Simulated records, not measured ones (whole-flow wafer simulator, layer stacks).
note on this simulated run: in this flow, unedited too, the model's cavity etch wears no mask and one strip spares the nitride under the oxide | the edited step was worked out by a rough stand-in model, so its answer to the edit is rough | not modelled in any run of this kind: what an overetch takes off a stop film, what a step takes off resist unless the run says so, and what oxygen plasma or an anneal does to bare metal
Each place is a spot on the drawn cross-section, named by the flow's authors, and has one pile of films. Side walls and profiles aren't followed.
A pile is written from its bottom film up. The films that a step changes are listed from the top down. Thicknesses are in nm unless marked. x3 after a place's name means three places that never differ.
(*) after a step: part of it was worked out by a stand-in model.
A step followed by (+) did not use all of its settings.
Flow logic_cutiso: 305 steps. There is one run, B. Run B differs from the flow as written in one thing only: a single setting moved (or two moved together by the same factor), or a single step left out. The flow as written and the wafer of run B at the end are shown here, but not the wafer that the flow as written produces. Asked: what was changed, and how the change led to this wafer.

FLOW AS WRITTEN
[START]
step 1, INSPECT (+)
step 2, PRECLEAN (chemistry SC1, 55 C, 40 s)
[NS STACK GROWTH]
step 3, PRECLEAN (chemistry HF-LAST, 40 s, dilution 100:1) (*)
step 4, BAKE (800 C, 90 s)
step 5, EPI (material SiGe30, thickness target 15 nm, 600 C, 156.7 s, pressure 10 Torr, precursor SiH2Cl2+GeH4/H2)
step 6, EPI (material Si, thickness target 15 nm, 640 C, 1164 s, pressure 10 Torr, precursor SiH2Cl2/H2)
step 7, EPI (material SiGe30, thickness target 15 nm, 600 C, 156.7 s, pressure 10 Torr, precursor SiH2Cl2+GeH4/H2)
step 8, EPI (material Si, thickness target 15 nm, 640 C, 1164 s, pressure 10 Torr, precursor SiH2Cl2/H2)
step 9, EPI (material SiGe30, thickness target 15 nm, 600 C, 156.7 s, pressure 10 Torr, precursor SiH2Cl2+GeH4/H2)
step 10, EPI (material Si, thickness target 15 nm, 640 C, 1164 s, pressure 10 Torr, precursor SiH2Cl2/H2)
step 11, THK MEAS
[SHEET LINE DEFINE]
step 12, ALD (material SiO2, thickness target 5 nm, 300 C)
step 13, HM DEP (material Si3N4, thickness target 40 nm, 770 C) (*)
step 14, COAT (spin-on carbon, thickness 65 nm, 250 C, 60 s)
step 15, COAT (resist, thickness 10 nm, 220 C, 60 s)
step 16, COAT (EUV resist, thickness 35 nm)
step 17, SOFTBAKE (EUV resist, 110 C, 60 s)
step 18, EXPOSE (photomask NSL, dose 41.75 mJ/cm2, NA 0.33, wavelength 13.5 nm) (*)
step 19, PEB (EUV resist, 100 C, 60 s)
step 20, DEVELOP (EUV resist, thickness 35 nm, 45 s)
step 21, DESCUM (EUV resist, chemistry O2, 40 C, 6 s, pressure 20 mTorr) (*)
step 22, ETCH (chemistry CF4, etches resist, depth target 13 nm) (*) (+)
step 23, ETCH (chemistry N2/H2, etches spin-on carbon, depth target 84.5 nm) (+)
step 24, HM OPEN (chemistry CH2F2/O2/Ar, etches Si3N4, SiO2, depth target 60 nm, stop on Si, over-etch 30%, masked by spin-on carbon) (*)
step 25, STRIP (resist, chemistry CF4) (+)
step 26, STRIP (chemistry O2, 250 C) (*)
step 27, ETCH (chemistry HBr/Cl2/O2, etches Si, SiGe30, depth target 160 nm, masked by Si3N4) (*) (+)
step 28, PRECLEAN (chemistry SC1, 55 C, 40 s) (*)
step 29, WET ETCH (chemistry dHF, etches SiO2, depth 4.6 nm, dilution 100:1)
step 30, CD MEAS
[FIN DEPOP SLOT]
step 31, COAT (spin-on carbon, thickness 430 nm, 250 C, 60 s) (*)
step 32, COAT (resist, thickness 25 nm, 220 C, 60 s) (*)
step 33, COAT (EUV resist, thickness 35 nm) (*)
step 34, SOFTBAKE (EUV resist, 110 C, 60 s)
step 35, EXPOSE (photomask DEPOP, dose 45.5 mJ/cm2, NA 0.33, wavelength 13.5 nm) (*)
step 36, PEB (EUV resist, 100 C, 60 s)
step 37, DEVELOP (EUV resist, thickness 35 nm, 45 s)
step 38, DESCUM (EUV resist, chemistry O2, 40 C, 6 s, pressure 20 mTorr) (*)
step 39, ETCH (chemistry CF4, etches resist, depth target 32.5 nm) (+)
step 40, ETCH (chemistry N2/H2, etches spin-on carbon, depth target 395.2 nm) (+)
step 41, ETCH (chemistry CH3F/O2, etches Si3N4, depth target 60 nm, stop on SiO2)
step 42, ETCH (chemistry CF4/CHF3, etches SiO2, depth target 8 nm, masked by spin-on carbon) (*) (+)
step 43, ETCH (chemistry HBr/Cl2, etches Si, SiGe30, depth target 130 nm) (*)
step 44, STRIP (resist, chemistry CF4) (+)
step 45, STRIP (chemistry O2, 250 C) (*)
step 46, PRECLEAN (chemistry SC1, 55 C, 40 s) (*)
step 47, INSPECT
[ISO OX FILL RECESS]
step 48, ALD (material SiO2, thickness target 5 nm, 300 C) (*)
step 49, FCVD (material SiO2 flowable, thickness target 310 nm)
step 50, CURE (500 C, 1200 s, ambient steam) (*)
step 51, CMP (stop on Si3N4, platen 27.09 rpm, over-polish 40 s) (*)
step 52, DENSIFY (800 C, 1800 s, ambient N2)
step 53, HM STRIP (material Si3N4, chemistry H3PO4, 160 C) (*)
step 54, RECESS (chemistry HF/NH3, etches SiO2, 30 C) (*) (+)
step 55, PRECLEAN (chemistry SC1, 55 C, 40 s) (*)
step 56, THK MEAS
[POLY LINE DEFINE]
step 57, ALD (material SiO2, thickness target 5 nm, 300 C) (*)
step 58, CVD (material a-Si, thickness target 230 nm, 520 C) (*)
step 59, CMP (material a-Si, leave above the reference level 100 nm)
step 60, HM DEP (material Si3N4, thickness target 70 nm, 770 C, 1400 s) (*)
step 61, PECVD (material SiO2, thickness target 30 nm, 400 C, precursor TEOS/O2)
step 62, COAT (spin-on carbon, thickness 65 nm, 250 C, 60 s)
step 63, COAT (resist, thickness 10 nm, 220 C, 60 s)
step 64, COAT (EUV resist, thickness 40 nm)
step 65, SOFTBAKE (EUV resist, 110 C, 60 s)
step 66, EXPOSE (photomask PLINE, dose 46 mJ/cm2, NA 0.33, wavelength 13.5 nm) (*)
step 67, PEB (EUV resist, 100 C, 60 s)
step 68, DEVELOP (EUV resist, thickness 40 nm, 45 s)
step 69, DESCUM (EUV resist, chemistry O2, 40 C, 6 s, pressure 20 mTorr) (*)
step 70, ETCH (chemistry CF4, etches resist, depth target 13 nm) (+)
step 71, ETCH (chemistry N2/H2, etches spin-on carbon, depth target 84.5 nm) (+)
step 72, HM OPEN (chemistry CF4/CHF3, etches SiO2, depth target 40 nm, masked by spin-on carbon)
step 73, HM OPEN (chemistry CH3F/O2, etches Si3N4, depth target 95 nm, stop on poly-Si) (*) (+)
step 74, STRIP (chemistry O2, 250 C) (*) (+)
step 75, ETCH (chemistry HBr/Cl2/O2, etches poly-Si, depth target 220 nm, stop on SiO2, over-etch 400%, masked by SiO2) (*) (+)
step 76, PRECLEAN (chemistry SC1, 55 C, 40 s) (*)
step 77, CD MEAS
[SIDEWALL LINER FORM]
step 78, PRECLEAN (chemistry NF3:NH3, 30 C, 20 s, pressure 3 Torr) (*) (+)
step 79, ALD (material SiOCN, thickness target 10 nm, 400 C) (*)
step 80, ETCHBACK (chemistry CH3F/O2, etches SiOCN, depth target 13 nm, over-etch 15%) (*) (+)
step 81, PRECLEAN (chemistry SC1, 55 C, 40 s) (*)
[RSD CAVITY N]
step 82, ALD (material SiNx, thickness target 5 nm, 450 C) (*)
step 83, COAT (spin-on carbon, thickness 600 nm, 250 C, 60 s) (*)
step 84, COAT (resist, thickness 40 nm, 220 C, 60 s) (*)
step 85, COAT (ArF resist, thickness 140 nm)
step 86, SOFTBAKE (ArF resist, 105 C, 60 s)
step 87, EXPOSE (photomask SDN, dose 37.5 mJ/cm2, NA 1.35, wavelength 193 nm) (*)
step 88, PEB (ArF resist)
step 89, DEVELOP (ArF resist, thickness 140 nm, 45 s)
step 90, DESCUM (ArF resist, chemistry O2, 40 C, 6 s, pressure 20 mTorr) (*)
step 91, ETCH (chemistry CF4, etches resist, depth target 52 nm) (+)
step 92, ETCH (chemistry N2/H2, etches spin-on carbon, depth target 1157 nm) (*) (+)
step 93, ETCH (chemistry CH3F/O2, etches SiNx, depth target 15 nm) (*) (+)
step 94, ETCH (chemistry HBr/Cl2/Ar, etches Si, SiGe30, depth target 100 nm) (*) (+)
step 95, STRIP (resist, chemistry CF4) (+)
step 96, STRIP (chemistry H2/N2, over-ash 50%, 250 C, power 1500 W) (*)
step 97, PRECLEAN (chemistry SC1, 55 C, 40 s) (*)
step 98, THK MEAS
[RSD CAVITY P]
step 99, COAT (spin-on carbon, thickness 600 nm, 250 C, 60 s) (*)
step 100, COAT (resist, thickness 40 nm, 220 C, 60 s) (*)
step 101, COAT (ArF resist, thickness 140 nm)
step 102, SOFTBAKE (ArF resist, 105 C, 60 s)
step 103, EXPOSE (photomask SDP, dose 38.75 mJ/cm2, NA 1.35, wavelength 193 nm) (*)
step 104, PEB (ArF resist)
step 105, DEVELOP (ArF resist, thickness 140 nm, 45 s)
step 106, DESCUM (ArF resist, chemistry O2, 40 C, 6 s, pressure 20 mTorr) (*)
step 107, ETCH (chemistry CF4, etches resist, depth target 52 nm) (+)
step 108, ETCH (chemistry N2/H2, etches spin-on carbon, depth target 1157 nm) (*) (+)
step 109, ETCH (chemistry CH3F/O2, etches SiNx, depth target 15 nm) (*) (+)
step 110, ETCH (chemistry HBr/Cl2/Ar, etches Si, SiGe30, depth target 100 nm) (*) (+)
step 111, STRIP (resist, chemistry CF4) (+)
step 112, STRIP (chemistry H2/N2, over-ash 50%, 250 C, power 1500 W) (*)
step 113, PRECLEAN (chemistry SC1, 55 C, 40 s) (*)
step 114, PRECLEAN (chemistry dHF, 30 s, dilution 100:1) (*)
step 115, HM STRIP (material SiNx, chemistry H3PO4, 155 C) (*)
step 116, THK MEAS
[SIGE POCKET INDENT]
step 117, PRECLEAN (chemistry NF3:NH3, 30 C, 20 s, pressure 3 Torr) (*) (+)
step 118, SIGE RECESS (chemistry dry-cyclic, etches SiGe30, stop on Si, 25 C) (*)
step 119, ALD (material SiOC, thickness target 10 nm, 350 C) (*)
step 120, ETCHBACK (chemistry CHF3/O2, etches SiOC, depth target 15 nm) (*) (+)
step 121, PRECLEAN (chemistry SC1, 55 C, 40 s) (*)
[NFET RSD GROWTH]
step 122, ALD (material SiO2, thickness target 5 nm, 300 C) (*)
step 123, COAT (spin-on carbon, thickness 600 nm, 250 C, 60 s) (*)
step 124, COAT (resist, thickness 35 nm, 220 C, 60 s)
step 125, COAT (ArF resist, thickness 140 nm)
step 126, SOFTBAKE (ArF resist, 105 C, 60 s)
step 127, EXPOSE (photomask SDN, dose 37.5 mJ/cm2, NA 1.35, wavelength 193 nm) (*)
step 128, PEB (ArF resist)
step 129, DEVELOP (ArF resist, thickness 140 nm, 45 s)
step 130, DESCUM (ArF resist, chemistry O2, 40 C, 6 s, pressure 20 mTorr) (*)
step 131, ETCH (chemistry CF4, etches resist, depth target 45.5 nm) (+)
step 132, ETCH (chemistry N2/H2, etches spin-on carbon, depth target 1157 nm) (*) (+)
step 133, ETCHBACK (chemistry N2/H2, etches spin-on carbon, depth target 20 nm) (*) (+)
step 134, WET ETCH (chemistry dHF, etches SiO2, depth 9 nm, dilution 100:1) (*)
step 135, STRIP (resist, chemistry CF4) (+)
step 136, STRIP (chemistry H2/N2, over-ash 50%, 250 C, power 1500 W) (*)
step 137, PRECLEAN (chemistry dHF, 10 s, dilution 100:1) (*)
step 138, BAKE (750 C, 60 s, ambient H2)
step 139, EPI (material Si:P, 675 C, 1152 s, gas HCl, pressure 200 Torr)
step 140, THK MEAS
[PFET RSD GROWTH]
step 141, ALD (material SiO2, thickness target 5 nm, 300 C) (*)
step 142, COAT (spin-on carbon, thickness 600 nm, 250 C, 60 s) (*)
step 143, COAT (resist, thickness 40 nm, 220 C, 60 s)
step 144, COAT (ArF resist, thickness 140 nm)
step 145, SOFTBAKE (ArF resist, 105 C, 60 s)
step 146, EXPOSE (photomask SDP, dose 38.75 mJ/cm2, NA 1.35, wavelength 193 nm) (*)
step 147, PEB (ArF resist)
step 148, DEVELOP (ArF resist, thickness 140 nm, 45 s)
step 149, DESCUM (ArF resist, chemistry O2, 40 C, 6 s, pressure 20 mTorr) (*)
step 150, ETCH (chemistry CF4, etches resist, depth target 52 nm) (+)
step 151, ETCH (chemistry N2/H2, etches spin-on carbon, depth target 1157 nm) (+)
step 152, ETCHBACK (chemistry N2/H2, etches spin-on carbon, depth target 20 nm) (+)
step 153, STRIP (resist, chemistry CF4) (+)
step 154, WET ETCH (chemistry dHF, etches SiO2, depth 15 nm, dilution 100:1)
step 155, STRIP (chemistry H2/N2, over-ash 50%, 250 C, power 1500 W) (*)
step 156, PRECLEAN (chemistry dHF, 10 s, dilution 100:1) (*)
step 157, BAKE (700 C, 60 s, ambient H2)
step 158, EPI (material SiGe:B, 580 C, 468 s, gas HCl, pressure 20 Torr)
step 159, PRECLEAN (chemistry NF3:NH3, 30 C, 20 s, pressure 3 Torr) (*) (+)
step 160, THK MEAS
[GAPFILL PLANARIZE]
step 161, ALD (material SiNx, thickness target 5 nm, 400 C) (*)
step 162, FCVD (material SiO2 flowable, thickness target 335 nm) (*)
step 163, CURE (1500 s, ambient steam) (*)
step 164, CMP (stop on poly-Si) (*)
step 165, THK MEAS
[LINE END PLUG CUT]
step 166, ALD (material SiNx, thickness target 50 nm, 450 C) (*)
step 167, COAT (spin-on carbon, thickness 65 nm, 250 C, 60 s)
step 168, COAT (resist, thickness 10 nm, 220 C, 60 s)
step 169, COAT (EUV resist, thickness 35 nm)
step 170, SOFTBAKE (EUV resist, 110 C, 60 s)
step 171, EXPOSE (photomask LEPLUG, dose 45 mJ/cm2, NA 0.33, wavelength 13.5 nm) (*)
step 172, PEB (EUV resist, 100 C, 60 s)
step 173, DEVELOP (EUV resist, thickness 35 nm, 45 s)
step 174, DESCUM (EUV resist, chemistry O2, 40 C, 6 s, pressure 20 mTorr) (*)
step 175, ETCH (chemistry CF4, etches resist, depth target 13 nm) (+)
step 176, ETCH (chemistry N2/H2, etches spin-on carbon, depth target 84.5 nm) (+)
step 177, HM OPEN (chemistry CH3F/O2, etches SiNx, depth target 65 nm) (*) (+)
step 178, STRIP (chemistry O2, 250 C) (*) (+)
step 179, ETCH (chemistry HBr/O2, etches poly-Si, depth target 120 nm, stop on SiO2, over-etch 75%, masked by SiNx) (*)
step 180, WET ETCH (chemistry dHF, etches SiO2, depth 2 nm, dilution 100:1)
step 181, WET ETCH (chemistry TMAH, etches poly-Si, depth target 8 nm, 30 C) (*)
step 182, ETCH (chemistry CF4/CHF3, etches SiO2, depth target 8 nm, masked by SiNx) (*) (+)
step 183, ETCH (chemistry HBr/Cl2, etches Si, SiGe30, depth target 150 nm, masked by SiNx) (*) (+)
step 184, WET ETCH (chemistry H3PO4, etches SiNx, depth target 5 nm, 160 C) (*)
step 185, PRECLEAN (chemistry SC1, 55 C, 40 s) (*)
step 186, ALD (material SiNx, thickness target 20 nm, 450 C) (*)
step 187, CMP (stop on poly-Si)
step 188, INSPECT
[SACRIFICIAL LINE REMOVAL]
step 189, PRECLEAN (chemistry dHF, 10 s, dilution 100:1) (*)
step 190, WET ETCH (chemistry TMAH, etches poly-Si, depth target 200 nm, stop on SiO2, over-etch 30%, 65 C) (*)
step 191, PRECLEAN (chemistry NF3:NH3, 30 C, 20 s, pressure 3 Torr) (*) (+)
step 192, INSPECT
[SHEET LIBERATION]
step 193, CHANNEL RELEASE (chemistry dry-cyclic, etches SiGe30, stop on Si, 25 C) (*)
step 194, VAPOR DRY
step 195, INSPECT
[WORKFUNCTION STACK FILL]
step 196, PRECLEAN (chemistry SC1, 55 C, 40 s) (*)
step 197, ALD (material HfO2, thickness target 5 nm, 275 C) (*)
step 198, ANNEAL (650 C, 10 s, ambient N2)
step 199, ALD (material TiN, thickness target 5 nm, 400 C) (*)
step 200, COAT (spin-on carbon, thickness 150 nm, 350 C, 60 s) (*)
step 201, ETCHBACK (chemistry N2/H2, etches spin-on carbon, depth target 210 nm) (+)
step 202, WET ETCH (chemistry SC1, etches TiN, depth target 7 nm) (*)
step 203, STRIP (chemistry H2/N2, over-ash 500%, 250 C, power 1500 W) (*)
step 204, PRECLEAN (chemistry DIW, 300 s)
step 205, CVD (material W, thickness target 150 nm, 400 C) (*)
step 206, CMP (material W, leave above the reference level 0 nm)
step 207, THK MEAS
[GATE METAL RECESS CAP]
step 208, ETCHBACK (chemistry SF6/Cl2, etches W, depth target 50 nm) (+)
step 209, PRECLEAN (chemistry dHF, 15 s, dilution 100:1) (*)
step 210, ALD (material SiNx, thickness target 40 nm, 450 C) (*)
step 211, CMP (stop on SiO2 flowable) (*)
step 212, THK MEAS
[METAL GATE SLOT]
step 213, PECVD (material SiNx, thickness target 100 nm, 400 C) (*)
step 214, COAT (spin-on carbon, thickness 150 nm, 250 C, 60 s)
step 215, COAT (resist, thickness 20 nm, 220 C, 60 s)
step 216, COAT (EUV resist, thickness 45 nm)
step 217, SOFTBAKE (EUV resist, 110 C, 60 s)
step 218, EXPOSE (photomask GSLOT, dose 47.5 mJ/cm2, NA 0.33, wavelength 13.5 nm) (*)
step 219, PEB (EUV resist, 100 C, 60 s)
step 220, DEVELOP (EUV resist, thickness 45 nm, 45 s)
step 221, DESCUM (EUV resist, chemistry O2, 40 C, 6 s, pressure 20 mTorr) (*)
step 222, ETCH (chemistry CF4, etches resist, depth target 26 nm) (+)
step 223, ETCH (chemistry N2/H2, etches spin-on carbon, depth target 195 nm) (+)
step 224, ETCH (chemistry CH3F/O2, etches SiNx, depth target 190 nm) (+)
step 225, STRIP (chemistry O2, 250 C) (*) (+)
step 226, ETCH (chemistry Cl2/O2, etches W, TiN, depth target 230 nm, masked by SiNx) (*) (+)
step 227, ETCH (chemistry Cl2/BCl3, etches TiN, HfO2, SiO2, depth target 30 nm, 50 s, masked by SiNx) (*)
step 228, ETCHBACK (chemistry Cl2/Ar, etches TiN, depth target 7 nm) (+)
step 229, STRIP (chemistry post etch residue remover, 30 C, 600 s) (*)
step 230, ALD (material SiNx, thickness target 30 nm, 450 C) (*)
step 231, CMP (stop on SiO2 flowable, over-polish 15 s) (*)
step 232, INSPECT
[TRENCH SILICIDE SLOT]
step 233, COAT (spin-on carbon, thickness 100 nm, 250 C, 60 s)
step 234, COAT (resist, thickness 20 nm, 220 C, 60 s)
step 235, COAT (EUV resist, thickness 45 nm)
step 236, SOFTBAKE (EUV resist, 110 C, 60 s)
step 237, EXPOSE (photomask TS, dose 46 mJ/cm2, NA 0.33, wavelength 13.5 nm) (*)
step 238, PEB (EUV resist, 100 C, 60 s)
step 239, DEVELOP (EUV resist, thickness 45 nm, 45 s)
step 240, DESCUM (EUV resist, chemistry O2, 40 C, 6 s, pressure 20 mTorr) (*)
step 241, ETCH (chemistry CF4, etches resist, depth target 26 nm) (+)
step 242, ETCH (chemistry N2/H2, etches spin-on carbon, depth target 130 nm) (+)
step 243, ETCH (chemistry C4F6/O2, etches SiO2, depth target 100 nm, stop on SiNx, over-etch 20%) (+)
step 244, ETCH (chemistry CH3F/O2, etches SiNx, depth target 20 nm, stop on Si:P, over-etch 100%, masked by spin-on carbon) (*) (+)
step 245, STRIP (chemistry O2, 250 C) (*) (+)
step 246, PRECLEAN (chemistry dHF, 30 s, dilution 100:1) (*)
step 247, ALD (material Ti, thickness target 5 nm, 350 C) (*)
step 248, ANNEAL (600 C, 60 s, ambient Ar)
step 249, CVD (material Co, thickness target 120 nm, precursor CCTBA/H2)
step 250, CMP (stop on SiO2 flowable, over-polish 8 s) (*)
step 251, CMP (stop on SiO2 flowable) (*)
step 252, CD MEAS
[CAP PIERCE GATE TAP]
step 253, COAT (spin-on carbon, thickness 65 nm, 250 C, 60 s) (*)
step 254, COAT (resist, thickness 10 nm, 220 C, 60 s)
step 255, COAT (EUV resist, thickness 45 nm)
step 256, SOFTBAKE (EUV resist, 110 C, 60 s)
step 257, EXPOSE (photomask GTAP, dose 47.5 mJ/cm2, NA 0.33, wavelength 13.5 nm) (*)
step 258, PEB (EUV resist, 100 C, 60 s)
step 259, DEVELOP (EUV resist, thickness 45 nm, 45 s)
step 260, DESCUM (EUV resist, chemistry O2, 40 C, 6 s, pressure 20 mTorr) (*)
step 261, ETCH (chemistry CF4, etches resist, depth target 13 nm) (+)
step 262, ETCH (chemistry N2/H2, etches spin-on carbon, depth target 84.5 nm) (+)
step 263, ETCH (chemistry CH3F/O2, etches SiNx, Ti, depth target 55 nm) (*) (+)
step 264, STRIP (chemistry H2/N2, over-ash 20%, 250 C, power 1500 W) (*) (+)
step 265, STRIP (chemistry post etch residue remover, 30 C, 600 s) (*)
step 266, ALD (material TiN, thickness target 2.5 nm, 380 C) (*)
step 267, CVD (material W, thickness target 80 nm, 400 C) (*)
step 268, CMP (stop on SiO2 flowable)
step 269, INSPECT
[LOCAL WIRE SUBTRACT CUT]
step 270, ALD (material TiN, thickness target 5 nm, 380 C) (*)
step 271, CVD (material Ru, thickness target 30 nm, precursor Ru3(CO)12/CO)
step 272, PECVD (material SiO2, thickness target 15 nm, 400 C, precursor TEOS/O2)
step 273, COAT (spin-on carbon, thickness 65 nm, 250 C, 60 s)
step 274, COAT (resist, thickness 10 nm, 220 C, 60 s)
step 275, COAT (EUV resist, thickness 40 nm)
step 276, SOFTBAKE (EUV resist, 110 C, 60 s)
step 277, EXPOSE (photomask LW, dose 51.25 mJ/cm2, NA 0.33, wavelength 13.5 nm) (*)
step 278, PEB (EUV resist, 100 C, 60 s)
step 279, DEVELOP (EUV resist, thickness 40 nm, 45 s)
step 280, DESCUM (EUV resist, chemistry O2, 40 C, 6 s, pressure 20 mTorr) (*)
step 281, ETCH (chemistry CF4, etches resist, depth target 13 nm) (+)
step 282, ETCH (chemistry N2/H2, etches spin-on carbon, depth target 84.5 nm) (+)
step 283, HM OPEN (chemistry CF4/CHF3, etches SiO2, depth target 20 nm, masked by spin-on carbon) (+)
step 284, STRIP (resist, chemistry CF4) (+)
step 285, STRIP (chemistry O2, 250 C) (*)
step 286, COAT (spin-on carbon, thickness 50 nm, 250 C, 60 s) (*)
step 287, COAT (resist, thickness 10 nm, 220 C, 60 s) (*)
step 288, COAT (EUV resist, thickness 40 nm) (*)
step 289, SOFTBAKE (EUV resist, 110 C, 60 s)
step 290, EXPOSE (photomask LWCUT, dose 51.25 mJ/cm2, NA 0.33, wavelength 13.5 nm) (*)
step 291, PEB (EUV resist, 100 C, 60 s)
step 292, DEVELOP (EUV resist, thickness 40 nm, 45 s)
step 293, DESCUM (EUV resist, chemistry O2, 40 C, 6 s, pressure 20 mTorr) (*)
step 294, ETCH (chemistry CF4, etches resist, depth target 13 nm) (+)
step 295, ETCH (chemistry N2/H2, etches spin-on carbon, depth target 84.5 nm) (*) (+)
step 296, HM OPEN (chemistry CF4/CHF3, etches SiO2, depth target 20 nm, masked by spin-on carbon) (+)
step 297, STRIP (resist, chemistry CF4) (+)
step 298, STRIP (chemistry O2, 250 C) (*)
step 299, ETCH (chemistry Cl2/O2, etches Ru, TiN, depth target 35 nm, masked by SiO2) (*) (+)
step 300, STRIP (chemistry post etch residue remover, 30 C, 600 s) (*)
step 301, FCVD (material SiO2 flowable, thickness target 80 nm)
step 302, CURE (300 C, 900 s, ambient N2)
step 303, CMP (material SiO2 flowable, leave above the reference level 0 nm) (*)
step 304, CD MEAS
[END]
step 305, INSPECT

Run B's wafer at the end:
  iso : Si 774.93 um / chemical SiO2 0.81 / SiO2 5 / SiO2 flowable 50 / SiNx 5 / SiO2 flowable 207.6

What caused this: step 120, ETCHBACK: depth target 16.9 nm was run, while the flow as written has depth target 15 nm.

How this came from the change, step by step:
  step 120, ETCHBACK (chemistry CHF3/O2, etches SiOC, depth target 15 nm) (*) (+)
      gxn: -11 SiOC (all of it), -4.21 SiO2 (all of it), -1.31 Si3N4 (in the flow as written it would be: -11 SiOC (all of it), -4.21 SiO2 (all of it))
      gxp: -11 SiOC (all of it), -4.25 SiO2 (all of it), -1.3 Si3N4 (in the flow as written it would be: -11 SiOC (all of it), -4.25 SiO2 (all of it))
      (also at 16 further places)
  step 164, CMP (stop on poly-Si) (*)
      depop, dpovl, isow, ns, nsgap: -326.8 SiO2 flowable (all of it), -5 SiNx (all of it), -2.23 SiO2 (all of it), -70 Si3N4 (all of it) (in the flow as written it would be: -326.8 SiO2 flowable (all of it), -5 SiNx (all of it), -4.13 SiO2 (all of it), -70 Si3N4 (all of it))
      gfld, gxf: -253 SiO2 flowable (all of it), -5 SiNx (all of it), -2.23 SiO2 (all of it), -70 Si3N4 (all of it) (in the flow as written it would be: -251.9 SiO2 flowable (all of it), -5 SiNx (all of it), -4.13 SiO2 (all of it), -70 Si3N4 (all of it))
      (also at 4 further places)
